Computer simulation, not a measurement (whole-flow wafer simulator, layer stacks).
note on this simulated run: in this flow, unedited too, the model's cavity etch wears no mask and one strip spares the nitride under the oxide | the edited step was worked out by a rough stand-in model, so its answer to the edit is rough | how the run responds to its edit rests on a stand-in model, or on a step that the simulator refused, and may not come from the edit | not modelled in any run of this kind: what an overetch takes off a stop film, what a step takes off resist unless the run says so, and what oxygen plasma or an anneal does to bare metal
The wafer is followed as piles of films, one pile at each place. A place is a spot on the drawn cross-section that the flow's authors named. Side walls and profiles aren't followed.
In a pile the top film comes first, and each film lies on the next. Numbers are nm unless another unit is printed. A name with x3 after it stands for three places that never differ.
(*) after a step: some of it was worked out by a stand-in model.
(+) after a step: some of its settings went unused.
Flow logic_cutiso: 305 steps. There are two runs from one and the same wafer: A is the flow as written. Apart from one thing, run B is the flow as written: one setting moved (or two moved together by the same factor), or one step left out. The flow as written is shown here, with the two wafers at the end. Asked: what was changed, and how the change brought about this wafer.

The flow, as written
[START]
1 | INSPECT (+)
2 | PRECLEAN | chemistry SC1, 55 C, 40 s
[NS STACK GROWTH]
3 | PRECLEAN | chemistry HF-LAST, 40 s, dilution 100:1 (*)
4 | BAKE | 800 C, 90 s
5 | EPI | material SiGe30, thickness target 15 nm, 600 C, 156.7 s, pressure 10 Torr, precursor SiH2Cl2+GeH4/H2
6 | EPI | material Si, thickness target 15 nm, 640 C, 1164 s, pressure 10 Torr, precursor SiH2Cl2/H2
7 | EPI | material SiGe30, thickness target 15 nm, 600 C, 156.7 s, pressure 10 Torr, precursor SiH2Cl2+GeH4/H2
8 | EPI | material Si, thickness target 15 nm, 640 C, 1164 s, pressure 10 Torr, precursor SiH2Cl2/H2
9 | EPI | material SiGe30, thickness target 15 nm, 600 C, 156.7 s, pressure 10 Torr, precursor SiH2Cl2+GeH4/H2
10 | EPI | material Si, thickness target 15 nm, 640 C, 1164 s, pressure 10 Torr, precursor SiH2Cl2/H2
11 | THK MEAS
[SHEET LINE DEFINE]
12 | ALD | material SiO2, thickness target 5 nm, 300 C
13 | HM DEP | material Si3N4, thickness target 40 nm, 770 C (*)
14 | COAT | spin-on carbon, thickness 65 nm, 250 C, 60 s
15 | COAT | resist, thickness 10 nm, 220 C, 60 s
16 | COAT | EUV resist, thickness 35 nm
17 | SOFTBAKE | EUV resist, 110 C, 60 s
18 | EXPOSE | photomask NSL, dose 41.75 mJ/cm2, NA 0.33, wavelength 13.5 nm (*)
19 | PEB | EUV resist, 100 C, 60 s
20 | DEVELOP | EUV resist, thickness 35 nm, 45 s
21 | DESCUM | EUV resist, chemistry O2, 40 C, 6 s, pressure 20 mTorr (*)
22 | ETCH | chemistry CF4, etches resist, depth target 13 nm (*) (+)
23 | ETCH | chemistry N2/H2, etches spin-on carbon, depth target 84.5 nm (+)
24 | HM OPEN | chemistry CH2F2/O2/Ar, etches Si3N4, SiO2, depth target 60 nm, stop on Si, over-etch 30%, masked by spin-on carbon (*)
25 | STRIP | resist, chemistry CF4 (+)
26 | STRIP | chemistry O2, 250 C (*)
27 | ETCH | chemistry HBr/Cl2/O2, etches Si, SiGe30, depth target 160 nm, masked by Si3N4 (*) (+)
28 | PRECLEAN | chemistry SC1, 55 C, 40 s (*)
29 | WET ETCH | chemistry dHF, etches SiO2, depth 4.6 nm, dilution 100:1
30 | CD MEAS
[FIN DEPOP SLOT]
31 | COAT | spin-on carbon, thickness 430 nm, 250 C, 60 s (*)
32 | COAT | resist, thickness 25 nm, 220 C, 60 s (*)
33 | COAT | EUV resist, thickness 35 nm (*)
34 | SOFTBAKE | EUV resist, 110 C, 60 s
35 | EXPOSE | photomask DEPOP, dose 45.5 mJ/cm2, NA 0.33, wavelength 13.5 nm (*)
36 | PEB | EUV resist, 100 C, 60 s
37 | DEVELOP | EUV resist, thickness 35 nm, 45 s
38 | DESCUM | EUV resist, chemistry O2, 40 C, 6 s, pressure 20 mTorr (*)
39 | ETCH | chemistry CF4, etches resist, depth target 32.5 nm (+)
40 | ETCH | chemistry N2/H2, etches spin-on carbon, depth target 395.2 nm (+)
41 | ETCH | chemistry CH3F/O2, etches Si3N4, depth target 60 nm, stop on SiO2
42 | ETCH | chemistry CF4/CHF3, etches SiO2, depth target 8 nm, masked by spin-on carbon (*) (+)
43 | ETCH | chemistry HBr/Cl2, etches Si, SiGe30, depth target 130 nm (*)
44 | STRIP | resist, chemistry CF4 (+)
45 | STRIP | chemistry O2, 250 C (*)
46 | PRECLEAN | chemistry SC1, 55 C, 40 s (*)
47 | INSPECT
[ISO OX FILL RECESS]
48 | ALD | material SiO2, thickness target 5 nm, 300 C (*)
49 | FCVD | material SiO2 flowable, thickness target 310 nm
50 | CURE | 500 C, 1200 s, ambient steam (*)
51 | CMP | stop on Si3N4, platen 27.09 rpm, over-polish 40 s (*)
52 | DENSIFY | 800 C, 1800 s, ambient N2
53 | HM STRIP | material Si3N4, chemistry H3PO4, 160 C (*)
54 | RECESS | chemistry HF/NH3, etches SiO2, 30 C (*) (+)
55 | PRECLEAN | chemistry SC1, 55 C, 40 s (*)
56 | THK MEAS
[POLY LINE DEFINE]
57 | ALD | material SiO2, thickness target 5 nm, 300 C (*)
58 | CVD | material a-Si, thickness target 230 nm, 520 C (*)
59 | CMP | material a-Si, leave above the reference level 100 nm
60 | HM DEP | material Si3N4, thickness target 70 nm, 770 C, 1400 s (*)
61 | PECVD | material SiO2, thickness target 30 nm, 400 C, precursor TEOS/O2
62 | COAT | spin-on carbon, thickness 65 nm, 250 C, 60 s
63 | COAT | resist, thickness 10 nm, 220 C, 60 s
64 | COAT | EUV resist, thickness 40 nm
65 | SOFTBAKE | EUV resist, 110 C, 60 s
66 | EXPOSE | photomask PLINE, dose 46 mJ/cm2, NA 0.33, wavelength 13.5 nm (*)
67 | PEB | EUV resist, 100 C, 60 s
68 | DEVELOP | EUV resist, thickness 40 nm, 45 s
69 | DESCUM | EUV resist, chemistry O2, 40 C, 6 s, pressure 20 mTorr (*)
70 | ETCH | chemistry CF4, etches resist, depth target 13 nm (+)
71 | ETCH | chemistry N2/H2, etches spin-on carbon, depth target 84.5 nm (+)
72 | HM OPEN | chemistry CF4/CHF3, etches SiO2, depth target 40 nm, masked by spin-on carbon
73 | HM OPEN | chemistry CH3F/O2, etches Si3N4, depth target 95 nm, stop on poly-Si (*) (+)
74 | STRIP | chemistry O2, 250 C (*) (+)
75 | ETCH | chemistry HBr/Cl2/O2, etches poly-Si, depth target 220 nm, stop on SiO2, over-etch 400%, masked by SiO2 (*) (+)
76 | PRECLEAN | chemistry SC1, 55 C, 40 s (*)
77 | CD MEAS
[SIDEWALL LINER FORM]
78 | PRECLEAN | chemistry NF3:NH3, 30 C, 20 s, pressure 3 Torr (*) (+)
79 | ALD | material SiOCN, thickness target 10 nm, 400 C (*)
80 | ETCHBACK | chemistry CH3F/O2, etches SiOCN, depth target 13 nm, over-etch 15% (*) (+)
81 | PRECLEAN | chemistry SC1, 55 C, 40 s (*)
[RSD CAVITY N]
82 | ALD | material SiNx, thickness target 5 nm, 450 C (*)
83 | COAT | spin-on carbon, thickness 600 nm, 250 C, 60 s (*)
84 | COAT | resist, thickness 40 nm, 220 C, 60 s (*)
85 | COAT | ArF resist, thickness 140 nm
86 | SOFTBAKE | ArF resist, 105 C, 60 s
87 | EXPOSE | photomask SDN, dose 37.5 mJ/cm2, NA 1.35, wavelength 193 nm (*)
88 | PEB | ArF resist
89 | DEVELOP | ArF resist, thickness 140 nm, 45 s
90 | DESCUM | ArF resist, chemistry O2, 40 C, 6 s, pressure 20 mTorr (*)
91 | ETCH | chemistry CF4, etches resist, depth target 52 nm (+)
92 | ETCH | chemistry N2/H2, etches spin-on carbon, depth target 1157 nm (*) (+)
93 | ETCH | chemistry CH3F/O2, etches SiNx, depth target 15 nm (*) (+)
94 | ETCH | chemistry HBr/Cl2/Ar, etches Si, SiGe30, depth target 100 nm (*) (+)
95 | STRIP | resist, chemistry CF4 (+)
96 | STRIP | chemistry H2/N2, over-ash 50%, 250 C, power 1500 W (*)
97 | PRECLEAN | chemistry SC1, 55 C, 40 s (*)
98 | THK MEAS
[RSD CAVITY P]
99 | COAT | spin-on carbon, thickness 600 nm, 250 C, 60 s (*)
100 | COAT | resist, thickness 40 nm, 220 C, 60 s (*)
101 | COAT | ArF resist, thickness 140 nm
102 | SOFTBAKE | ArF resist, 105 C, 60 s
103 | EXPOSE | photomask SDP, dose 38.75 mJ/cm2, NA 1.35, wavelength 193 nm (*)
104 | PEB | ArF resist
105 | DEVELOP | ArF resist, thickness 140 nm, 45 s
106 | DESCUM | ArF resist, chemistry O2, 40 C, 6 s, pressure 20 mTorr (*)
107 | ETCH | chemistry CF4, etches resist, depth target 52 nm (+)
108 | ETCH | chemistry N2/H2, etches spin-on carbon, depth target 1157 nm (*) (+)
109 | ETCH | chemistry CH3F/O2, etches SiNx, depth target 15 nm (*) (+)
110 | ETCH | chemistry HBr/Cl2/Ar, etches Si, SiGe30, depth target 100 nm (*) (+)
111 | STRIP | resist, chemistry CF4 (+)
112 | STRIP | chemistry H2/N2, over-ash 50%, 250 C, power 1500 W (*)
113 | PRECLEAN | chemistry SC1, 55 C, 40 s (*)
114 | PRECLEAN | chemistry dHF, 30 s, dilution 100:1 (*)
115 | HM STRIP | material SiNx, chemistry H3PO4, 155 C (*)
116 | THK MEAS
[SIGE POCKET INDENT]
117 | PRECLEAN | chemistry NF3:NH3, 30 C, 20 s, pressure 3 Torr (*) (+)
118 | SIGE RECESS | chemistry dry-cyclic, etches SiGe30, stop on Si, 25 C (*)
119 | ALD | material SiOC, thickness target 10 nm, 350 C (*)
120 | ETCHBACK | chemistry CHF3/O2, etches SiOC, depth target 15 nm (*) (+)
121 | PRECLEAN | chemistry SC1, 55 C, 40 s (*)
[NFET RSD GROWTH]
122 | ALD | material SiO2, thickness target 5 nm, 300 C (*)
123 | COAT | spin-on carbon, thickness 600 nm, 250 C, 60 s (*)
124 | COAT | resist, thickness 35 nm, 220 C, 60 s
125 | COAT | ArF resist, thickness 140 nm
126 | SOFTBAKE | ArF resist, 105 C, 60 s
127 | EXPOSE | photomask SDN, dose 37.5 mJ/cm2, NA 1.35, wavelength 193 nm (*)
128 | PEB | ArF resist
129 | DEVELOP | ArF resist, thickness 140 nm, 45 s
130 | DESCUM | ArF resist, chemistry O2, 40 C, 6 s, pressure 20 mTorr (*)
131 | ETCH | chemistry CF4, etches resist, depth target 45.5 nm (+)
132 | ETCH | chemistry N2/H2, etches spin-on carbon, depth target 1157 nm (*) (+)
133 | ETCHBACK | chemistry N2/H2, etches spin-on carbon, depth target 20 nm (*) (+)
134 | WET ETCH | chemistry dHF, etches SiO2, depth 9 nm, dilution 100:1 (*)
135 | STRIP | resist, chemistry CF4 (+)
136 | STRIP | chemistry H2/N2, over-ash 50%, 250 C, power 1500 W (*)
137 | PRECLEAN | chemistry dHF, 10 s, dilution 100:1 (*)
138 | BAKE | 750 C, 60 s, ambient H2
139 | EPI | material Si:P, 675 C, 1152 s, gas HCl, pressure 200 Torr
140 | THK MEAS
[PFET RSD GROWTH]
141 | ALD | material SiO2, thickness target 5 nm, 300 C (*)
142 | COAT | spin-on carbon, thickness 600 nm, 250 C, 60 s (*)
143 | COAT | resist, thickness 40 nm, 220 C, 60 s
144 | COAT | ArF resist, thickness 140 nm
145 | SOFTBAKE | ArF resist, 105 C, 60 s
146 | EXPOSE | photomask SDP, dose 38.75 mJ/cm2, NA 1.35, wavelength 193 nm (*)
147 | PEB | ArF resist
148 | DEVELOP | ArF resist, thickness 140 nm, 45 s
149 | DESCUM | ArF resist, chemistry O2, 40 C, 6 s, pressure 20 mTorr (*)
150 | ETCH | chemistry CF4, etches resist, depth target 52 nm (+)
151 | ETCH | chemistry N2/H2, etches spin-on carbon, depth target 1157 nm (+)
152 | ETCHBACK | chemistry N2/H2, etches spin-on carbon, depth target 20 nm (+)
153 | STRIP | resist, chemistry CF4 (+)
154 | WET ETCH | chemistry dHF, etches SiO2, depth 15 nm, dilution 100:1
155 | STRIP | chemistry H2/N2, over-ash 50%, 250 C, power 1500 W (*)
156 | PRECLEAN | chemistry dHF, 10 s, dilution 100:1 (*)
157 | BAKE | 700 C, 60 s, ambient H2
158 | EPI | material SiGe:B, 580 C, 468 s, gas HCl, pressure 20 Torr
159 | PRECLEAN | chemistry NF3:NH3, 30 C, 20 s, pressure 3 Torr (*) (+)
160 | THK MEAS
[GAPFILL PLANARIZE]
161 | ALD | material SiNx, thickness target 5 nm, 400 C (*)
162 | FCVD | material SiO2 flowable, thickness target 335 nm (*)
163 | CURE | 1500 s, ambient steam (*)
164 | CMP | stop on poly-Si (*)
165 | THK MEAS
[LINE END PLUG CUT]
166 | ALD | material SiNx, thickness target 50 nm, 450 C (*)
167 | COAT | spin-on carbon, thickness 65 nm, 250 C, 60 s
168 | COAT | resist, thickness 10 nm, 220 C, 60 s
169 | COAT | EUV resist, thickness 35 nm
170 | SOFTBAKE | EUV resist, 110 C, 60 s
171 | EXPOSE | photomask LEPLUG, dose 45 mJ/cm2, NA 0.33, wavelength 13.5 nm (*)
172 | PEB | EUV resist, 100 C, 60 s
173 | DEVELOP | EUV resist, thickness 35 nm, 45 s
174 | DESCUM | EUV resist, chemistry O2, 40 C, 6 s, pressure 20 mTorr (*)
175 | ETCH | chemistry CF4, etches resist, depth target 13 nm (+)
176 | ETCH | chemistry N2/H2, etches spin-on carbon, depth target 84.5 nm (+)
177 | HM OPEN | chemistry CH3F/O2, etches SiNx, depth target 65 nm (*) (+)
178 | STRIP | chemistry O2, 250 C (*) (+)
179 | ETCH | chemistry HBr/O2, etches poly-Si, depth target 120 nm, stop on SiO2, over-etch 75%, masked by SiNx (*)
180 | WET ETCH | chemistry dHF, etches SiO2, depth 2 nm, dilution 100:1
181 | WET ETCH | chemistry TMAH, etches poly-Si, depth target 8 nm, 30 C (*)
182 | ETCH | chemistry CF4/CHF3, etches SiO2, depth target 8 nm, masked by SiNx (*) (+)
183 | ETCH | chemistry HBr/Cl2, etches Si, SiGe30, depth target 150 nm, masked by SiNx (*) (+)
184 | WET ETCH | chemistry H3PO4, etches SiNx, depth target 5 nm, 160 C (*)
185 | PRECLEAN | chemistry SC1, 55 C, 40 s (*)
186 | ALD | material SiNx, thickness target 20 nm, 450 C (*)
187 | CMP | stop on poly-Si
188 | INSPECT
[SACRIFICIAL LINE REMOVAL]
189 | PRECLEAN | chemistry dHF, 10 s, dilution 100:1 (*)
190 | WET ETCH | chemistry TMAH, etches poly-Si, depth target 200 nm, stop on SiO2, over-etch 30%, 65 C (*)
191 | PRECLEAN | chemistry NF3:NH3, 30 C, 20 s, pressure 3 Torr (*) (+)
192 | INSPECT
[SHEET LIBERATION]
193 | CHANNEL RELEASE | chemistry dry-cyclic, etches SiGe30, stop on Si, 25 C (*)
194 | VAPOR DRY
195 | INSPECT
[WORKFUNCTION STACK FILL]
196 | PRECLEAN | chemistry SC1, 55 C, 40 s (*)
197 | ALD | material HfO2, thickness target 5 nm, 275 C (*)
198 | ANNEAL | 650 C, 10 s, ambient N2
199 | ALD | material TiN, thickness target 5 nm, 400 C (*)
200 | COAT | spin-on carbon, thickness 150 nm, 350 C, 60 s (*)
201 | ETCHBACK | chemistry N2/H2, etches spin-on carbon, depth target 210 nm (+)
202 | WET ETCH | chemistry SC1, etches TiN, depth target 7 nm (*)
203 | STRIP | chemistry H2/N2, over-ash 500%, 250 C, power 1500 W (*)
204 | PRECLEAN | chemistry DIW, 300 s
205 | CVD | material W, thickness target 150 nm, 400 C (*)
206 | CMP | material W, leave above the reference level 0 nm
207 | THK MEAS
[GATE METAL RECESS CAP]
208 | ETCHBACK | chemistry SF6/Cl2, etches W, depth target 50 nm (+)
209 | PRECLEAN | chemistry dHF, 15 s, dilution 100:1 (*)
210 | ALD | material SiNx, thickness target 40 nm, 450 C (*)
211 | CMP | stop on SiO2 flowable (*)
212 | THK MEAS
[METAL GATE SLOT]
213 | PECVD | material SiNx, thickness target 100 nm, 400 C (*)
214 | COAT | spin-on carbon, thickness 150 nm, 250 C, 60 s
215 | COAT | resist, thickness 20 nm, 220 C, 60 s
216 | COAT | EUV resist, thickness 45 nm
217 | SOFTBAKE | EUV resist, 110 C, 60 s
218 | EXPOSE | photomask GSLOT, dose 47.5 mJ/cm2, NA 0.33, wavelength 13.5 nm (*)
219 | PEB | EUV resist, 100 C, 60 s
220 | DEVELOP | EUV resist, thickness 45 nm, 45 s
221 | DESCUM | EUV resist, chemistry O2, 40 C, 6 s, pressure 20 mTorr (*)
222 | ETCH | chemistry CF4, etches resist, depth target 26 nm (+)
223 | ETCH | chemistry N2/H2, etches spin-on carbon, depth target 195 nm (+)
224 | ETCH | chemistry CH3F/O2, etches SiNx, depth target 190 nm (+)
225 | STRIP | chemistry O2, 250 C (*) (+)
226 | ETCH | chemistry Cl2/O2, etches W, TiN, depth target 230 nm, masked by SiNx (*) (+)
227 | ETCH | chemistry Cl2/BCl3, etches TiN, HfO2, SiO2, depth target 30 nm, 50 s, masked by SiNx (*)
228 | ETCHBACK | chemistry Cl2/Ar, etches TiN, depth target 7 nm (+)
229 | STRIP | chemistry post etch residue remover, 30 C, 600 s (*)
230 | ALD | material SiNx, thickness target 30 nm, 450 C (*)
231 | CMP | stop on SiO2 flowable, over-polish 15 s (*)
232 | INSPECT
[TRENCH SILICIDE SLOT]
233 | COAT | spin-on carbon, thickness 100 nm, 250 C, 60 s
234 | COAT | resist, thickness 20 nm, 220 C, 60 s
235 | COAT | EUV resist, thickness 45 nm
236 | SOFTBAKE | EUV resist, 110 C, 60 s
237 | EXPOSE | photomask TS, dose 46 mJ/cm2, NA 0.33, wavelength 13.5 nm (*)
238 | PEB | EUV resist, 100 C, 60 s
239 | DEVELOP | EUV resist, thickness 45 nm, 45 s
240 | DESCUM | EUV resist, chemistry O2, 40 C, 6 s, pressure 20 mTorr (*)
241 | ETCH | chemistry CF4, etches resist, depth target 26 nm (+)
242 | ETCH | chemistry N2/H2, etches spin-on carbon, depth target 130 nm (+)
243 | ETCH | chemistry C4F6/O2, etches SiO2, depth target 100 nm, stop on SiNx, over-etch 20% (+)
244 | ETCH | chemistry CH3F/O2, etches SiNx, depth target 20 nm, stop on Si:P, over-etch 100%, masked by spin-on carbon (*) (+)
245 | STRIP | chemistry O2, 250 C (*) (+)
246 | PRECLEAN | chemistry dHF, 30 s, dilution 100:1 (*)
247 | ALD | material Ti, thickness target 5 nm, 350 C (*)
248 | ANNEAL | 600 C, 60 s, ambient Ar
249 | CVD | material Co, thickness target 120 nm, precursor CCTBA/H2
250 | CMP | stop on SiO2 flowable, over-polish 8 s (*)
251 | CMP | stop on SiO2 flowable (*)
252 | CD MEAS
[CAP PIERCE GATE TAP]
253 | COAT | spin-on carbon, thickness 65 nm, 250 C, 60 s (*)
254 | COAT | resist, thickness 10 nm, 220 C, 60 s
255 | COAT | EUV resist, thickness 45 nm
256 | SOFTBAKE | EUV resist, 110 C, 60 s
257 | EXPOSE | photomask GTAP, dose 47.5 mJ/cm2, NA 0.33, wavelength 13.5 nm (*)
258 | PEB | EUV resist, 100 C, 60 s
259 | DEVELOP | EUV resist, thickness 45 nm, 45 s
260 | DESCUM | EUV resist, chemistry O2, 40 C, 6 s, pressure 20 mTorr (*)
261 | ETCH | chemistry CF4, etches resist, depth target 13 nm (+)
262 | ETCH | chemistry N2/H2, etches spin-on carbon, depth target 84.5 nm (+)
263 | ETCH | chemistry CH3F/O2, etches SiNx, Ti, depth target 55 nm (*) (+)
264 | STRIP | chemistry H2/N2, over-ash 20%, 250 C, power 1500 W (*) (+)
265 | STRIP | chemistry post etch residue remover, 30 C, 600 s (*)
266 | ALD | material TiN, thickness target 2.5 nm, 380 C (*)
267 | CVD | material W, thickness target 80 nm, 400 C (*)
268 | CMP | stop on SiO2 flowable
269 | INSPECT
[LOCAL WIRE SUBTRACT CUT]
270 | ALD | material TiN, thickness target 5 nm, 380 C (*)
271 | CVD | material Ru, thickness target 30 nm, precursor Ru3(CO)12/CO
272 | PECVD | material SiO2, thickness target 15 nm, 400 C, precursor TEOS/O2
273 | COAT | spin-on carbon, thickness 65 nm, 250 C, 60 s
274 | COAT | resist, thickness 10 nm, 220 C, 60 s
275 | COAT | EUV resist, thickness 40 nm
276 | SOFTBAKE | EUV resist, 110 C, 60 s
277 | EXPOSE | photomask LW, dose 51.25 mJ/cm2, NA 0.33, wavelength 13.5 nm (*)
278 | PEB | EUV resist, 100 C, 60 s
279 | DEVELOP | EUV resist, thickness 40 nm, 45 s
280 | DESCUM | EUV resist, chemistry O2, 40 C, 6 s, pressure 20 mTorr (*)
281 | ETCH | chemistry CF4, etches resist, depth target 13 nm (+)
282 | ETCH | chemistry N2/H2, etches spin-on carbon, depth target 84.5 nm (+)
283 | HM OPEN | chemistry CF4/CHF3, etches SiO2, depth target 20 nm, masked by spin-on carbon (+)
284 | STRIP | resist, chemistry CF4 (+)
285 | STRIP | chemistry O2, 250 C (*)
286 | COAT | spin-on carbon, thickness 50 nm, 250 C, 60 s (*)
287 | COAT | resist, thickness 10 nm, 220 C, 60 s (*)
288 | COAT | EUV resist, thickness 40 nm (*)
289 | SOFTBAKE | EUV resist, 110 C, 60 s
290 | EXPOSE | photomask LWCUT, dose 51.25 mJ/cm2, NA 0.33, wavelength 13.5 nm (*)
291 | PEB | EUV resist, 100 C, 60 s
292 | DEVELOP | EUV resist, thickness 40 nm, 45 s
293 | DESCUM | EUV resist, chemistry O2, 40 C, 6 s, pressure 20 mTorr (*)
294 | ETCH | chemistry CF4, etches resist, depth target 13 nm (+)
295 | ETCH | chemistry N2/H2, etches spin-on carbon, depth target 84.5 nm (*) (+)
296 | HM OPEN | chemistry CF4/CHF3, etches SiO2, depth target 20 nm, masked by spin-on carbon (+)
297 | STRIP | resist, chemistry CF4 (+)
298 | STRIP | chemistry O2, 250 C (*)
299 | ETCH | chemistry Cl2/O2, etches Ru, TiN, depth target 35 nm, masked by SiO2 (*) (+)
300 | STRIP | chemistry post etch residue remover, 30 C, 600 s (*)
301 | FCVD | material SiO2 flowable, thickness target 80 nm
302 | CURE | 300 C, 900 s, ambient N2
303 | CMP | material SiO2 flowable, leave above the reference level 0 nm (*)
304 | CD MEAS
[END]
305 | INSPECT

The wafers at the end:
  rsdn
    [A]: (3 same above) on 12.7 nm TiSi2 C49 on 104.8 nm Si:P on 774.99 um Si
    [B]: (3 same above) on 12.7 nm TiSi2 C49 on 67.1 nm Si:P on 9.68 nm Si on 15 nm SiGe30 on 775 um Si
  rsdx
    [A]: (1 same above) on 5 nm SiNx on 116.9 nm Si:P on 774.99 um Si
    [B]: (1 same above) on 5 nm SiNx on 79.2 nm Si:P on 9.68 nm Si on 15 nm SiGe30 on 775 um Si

The reason: step 94, ETCH: depth target 55 nm was run, while the flow as written has depth target 100 nm.

How this came from the change, step by step:
  94 | ETCH | chemistry HBr/Cl2/Ar, etches Si, SiGe30, depth target 100 nm (*) (+)
      rsdn, rsdx: A -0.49 chemical SiO2 (all of it), -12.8 Si (all of it), -15 SiGe30 (all of it), -15 Si (all of it), -15 SiGe30 (all of it), -15 Si (all of it), -15 SiGe30 (all of it), -12.2 Si | B -0.49 chemical SiO2 (all of it), -12.8 Si (all of it), -15 SiGe30 (all of it), -15 Si (all of it), -12.2 SiGe30
  99 | COAT | spin-on carbon, thickness 600 nm, 250 C, 60 s (*)
      rsdn, rsdx: A +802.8 spin-on carbon (new film) | B +765.2 spin-on carbon (new film)
  112 | STRIP | chemistry H2/N2, over-ash 50%, 250 C, power 1500 W (*)
      rsdn, rsdx: A -802.8 spin-on carbon (all of it) | B -765.2 spin-on carbon (all of it)
  115 | HM STRIP | material SiNx, chemistry H3PO4, 155 C (*)
      rsdn, rsdx: A +0.5 chemical SiO2 (new film), -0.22 Si | B +0.5 chemical SiO2 (new film), -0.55 SiGe30
  118 | SIGE RECESS | chemistry dry-cyclic, etches SiGe30, stop on Si, 25 C (*)
      rsdn, rsdx: A nothing | B -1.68 SiGe30 (all of it)
  120 | ETCHBACK | chemistry CHF3/O2, etches SiOC, depth target 15 nm (*) (+)
      rsdn, rsdx: A -10 SiOC (all of it) | B -10 SiOC (all of it), -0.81 Si
  123 | COAT | spin-on carbon, thickness 600 nm, 250 C, 60 s (*)
      rsdn, rsdx: A +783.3 spin-on carbon (new film) | B +746.5 spin-on carbon (new film)
  132 | ETCH | chemistry N2/H2, etches spin-on carbon, depth target 1157 nm (*) (+)
      rsdn, rsdx: A -778.1 spin-on carbon (all of it) | B -741.2 spin-on carbon (all of it), -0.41 SiO2
      depop, dpovl, gfld and 12 more: A -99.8 ArF resist (all of it), -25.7 resist | B -99.8 ArF resist (all of it), -25.1 resist
  135 | STRIP | resist, chemistry CF4 (+)
      rsdn, rsdx: A nothing | B -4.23 Si
      depop, dpovl, isow, ns, nsgap, rsdp: A -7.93 resist (all of it) | B -8.57 resist (all of it)
      (and at 14 other places as well)
  139 | EPI | material Si:P, 675 C, 1152 s, gas HCl, pressure 200 Torr
      rsdn, rsdx: A +116.9 Si:P (new film) | B +79.2 Si:P (new film)
